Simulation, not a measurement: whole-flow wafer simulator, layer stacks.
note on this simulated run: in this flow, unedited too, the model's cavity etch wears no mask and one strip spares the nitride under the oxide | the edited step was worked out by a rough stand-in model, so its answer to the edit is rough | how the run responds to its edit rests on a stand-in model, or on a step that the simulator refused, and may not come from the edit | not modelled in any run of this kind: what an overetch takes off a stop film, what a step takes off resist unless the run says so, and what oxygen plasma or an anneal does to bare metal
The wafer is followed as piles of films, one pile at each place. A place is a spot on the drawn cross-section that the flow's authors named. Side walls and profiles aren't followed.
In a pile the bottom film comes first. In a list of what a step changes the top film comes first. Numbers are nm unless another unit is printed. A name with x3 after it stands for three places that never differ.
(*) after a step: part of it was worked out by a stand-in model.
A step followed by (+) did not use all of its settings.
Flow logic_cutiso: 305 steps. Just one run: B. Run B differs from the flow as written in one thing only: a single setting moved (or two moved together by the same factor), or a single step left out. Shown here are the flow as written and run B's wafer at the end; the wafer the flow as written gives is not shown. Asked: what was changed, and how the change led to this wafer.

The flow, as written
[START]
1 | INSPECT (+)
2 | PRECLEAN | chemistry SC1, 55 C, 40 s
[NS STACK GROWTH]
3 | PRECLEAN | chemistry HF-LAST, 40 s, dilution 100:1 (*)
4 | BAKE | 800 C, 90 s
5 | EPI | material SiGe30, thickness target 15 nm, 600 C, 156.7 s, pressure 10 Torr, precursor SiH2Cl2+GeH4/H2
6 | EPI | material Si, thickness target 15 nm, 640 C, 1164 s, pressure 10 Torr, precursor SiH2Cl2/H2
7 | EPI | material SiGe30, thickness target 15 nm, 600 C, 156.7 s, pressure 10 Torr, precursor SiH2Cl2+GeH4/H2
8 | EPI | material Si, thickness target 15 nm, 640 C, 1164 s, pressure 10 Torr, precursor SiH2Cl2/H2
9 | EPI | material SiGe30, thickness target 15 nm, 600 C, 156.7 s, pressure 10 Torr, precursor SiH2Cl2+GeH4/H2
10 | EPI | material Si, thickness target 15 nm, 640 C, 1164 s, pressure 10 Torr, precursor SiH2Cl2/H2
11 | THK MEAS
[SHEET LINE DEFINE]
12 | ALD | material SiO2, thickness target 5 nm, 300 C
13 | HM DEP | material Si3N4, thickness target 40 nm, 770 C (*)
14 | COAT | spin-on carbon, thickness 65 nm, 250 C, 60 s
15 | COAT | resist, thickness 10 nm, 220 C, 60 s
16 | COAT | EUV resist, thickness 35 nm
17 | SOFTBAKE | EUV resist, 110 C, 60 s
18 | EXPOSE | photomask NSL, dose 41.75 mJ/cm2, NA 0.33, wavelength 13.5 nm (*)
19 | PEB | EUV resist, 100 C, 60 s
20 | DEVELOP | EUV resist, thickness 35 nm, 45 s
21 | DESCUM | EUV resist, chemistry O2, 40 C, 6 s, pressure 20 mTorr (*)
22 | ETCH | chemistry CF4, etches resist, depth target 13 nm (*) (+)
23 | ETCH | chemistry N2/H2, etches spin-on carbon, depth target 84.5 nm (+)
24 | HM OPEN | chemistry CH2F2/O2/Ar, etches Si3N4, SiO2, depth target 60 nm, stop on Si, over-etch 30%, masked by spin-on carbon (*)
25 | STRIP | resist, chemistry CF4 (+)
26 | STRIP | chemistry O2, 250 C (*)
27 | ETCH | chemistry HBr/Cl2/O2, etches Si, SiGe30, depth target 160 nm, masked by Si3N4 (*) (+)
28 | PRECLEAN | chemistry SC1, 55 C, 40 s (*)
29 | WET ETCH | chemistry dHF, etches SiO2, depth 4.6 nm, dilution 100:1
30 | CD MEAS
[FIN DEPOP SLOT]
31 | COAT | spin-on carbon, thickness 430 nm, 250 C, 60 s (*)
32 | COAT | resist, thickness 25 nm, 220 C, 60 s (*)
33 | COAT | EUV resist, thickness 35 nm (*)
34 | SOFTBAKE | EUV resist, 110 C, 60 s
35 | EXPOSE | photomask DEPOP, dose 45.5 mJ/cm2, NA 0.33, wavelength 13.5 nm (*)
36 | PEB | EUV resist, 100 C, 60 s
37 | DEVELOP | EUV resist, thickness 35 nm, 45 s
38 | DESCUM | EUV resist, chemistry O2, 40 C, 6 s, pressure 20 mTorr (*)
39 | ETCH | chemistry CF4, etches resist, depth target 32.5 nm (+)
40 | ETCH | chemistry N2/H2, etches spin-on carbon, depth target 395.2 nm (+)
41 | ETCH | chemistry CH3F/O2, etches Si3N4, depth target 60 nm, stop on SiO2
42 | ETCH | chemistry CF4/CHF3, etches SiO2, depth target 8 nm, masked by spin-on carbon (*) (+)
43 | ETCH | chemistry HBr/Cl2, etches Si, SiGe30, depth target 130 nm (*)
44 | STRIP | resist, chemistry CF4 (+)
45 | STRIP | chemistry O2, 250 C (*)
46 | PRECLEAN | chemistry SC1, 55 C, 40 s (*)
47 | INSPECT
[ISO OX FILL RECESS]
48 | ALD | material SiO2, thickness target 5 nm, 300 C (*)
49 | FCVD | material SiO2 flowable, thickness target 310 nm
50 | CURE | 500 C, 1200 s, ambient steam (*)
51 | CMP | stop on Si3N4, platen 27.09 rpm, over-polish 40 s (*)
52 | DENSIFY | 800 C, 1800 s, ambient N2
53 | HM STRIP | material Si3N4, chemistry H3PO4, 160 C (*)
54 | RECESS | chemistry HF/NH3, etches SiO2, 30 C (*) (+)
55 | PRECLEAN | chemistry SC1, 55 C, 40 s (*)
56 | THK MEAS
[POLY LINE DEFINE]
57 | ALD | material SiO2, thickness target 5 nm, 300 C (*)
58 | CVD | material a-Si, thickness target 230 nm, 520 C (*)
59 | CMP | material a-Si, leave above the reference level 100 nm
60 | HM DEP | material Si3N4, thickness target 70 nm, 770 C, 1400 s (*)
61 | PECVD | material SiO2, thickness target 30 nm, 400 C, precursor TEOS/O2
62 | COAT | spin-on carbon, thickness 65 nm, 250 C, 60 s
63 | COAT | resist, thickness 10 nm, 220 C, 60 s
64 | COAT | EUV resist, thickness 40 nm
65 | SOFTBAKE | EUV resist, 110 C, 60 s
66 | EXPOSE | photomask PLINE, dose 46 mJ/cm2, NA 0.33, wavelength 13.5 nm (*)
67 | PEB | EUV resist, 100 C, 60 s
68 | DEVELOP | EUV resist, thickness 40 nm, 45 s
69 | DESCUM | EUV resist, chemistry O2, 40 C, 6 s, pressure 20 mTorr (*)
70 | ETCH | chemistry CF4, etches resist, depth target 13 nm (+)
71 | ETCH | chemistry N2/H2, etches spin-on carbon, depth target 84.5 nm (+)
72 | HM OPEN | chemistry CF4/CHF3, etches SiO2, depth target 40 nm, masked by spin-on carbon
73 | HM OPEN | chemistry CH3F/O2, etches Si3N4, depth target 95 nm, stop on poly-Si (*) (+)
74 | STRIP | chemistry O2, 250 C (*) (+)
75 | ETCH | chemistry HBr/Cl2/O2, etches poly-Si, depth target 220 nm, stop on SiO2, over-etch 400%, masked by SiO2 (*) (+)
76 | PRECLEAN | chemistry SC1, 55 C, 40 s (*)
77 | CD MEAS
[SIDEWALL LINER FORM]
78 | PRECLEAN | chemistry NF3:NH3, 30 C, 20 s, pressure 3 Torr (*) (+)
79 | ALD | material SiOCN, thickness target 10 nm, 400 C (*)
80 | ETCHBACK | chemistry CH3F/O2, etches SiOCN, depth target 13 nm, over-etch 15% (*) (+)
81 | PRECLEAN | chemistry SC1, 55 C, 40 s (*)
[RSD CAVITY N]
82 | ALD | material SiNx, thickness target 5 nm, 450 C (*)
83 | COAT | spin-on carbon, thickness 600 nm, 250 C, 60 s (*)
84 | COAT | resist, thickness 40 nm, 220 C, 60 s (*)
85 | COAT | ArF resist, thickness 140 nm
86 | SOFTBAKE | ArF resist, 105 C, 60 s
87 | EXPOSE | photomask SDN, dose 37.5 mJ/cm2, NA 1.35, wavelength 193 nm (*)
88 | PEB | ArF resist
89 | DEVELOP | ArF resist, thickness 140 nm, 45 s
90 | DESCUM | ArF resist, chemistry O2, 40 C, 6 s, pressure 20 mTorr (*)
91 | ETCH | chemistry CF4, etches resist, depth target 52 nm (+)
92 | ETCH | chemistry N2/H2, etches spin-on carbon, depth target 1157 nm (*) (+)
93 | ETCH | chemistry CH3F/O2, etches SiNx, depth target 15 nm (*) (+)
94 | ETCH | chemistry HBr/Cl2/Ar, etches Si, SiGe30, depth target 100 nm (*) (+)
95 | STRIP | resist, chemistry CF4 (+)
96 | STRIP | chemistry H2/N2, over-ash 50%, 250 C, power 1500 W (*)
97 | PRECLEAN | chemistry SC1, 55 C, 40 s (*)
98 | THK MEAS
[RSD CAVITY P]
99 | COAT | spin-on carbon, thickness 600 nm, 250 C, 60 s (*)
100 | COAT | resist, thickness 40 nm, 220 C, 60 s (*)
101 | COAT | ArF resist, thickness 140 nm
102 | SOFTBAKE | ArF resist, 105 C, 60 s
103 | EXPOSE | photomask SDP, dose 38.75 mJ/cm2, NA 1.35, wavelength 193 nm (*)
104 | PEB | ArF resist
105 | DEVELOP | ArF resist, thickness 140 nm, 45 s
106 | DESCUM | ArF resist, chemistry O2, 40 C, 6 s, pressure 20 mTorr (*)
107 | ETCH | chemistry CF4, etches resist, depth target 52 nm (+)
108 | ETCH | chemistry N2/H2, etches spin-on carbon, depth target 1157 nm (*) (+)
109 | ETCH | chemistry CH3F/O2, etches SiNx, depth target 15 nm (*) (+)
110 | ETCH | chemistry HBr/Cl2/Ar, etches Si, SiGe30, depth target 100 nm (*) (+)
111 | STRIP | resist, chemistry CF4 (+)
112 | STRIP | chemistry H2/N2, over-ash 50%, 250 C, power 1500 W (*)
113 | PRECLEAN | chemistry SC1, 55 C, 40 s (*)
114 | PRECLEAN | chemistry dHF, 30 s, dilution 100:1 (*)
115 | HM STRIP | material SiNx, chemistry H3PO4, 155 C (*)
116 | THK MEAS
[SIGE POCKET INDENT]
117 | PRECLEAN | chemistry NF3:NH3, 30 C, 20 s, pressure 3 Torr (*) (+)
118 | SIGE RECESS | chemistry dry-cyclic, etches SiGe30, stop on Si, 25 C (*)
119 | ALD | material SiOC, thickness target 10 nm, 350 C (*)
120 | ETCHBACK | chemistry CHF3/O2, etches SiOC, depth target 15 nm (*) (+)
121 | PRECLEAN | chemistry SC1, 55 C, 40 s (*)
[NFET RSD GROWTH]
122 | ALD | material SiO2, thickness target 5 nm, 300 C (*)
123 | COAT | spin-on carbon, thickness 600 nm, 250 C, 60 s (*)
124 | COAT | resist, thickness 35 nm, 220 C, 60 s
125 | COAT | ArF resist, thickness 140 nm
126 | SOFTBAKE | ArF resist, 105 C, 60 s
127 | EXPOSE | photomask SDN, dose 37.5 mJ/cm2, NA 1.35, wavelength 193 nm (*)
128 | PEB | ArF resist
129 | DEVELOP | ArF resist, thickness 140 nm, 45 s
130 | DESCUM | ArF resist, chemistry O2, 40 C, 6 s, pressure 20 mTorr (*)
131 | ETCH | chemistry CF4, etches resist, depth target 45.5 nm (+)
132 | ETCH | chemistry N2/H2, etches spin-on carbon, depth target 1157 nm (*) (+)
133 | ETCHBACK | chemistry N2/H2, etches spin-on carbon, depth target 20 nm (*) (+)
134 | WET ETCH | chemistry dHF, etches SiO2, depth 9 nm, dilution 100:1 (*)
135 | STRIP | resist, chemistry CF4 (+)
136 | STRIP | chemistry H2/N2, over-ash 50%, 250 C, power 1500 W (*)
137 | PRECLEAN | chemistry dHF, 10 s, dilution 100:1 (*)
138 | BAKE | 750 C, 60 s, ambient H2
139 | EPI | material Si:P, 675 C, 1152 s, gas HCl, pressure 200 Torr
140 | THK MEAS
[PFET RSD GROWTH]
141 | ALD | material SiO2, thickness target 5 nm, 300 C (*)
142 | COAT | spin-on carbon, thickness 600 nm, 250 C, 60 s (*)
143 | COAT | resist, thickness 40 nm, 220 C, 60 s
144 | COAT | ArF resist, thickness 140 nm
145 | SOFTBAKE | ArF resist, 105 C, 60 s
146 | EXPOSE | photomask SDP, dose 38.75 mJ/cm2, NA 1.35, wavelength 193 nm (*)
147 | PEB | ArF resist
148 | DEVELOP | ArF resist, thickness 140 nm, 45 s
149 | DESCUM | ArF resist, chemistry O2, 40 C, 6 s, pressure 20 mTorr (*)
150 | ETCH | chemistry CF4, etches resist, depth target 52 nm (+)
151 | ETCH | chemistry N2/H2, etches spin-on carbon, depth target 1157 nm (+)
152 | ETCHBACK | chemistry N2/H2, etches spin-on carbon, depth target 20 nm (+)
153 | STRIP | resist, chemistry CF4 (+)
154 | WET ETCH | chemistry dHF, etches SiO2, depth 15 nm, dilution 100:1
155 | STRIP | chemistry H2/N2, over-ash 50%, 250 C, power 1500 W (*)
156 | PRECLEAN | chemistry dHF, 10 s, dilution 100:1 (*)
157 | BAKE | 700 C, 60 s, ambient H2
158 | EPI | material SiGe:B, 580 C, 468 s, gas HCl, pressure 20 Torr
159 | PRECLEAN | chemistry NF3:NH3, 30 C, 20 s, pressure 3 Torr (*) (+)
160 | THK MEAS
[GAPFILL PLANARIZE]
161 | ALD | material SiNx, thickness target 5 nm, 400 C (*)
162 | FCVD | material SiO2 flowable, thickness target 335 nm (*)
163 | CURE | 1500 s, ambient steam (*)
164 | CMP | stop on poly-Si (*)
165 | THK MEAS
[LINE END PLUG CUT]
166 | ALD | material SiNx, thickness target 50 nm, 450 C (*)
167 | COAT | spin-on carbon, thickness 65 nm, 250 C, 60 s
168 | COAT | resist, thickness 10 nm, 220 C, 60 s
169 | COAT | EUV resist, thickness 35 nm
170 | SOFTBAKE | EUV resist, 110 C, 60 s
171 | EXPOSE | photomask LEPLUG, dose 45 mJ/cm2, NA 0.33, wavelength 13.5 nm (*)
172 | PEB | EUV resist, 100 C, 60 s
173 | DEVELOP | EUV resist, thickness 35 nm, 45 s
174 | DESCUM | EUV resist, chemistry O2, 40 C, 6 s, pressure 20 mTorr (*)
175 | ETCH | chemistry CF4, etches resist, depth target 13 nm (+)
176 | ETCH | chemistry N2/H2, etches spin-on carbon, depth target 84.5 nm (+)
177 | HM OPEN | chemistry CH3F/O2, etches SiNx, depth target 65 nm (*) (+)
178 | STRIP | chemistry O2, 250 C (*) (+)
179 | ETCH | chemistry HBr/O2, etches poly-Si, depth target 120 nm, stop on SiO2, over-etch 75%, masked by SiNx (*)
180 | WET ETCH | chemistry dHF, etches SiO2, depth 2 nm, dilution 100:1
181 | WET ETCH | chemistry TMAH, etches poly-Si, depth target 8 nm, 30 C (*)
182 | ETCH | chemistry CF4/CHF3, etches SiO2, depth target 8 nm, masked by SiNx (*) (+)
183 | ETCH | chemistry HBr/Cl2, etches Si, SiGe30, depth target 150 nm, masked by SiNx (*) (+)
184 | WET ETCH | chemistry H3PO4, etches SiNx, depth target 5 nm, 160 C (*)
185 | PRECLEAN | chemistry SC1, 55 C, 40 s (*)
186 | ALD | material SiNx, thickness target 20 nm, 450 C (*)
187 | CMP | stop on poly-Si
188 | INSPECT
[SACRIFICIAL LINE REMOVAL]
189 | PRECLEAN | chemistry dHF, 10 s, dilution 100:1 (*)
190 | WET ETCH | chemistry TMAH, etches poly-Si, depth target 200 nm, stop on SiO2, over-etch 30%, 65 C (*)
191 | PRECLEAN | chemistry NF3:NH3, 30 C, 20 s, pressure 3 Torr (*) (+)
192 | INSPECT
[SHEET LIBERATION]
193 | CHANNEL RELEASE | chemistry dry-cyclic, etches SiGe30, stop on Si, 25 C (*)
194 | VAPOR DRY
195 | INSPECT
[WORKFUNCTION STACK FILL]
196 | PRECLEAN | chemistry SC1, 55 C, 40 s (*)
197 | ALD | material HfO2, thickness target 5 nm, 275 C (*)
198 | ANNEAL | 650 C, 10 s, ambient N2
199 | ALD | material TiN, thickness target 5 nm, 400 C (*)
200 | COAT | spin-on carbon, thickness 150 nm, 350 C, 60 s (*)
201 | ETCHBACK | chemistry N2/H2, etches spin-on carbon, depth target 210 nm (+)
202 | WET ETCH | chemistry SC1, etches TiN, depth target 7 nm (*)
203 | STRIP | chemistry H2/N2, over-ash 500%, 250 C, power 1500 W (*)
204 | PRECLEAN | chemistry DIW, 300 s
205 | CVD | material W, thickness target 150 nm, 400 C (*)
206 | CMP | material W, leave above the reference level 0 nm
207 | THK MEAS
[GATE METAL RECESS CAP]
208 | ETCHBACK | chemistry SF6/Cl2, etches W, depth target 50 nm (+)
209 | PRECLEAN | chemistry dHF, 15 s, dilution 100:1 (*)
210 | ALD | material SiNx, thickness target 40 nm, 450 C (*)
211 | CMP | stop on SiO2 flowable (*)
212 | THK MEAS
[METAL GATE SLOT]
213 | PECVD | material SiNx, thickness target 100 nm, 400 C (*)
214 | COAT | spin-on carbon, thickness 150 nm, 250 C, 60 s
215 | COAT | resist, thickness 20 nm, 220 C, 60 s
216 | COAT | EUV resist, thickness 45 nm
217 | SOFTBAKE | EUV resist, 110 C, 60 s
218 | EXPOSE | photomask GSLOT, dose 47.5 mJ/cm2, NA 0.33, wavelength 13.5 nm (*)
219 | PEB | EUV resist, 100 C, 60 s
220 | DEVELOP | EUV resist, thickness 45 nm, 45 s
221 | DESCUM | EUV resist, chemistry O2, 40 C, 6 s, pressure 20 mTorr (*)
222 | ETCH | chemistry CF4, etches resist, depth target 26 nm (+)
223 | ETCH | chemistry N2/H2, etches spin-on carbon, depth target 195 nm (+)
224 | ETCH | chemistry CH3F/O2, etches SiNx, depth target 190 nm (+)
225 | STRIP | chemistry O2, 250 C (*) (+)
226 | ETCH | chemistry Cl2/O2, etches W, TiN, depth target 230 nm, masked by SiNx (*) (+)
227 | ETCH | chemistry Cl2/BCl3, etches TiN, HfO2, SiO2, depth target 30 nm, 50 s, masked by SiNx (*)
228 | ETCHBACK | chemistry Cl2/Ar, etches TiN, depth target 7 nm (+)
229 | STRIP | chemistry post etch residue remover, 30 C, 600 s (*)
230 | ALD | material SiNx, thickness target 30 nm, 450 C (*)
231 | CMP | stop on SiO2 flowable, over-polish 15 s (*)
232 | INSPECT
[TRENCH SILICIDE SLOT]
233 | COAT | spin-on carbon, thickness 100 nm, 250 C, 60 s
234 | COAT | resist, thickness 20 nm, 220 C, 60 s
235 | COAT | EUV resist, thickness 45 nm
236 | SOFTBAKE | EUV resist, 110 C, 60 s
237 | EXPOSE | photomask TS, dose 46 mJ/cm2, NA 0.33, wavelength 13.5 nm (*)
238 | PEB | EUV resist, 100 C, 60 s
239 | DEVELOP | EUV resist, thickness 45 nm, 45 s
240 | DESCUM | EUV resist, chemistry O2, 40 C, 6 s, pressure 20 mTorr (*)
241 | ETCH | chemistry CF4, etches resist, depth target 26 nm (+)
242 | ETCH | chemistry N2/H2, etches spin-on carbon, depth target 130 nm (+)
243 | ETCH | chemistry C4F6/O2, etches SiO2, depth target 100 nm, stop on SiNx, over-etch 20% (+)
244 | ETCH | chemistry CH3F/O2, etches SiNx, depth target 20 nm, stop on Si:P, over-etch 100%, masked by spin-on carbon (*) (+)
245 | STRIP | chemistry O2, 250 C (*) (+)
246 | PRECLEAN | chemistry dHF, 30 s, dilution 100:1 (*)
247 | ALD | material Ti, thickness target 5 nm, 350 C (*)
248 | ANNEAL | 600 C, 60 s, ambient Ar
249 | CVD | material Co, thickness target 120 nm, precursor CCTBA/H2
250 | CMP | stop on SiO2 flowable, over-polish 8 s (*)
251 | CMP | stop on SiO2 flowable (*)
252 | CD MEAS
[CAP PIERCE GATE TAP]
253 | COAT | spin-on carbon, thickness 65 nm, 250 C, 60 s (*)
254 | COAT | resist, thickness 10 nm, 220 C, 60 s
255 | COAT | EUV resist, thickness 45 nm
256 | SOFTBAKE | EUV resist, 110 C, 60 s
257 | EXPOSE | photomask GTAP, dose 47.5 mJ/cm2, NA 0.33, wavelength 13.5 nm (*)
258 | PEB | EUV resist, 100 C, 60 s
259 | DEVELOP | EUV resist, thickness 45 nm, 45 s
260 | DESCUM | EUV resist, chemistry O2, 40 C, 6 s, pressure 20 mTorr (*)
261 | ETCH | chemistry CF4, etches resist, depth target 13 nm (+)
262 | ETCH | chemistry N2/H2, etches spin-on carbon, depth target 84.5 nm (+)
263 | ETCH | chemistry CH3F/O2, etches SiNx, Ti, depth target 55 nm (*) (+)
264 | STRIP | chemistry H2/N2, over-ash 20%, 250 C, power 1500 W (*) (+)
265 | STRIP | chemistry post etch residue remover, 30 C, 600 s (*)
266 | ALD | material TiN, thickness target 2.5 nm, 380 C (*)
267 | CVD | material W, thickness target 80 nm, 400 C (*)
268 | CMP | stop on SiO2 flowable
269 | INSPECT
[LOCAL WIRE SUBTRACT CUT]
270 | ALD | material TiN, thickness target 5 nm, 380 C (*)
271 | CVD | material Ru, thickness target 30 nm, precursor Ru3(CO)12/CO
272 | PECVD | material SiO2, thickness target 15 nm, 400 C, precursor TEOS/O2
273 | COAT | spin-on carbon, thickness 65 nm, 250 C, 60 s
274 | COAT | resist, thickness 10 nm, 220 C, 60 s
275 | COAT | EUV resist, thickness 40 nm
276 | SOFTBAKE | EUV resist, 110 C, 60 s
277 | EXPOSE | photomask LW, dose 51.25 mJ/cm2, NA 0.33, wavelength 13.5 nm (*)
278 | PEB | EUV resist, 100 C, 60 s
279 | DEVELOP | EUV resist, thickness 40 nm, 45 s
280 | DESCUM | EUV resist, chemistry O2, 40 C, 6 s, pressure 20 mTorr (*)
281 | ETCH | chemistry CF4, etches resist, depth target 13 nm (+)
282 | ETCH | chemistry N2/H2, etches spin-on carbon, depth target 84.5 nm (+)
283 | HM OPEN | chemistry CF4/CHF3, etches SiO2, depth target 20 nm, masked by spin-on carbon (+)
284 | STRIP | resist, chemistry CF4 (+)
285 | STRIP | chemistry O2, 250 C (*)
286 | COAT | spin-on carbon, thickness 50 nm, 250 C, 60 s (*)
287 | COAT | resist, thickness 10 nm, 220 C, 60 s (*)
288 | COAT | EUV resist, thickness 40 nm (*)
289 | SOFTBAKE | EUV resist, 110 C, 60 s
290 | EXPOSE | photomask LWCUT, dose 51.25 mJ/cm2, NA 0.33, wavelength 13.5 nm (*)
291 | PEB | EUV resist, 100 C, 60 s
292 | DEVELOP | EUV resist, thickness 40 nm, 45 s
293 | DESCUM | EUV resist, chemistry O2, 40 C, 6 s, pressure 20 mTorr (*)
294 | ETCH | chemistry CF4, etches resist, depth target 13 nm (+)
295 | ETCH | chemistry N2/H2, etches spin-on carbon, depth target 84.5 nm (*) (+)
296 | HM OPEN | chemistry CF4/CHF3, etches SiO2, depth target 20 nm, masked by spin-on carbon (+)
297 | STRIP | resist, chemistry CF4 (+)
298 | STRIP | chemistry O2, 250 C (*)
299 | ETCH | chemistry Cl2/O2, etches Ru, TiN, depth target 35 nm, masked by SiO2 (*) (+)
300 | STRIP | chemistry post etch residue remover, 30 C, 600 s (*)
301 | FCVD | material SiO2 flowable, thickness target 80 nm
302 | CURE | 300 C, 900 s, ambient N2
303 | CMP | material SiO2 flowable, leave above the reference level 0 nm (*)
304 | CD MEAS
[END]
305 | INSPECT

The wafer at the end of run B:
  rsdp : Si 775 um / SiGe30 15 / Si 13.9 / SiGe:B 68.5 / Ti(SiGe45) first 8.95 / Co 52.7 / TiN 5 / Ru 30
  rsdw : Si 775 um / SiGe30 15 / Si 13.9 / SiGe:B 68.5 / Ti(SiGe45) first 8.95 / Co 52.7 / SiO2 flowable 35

What caused this: step 110, ETCH: depth target 55 nm was run, while the flow as written has depth target 100 nm.

Step by step, how the change led to this:
  110 | ETCH | chemistry HBr/Cl2/Ar, etches Si, SiGe30, depth target 100 nm (*) (+)
      rsdp, rsdw: -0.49 chemical SiO2 (all of it), -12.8 Si (all of it), -15 SiGe30 (all of it), -15 Si (all of it), -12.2 SiGe30 (in the flow as written it would be: -0.49 chemical SiO2 (all of it), -12.8 Si (all of it), -15 SiGe30 (all of it), -15 Si (all of it), -15 SiGe30 (all of it), -15 Si (all of it), -15 SiGe30 (all of it), -12.2 Si)
  115 | HM STRIP | material SiNx, chemistry H3PO4, 155 C (*)
      rsdp, rsdw: +0.5 chemical SiO2 (new film), -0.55 SiGe30 (in the flow as written it would be: +0.5 chemical SiO2 (new film), -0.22 Si)
  118 | SIGE RECESS | chemistry dry-cyclic, etches SiGe30, stop on Si, 25 C (*)
      rsdp, rsdw: -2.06 SiGe30 (all of it) (in the flow as written it would be: nothing)
  120 | ETCHBACK | chemistry CHF3/O2, etches SiOC, depth target 15 nm (*) (+)
      rsdp, rsdw: -10 SiOC (all of it), -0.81 Si (in the flow as written it would be: -10 SiOC (all of it))
  123 | COAT | spin-on carbon, thickness 600 nm, 250 C, 60 s (*)
      rsdp, rsdw: +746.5 spin-on carbon (new film) (in the flow as written it would be: +783.2 spin-on carbon (new film))
  136 | STRIP | chemistry H2/N2, over-ash 50%, 250 C, power 1500 W (*)
      rsdp, rsdw: -746.5 spin-on carbon (all of it) (in the flow as written it would be: -783.2 spin-on carbon (all of it))
  142 | COAT | spin-on carbon, thickness 600 nm, 250 C, 60 s (*)
      rsdp: +769.2 spin-on carbon (new film) (in the flow as written it would be: +806.8 spin-on carbon (new film))
      rsdw: +769.2 spin-on carbon (new film) (in the flow as written it would be: +806.7 spin-on carbon (new film))
  151 | ETCH | chemistry N2/H2, etches spin-on carbon, depth target 1157 nm (+)
      rsdp, rsdw: -763.2 spin-on carbon (all of it), -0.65 SiO2 (in the flow as written it would be: -800.8 spin-on carbon (all of it))
  154 | WET ETCH | chemistry dHF, etches SiO2, depth 15 nm, dilution 100:1
      rsdp: -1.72 SiO2 (all of it), -0.49 chemical SiO2 (all of it) (in the flow as written it would be: -2.75 SiO2 (all of it), -0.49 chemical SiO2 (all of it))
      rsdw: -1.14 SiO2 (all of it), -0.49 chemical SiO2 (all of it) (in the flow as written it would be: -2.25 SiO2 (all of it), -0.49 chemical SiO2 (all of it))
  158 | EPI | material SiGe:B, 580 C, 468 s, gas HCl, pressure 20 Torr
      rsdp, rsdw: +75 SiGe:B (new film) (in the flow as written it would be: +116.8 SiGe:B (new film))
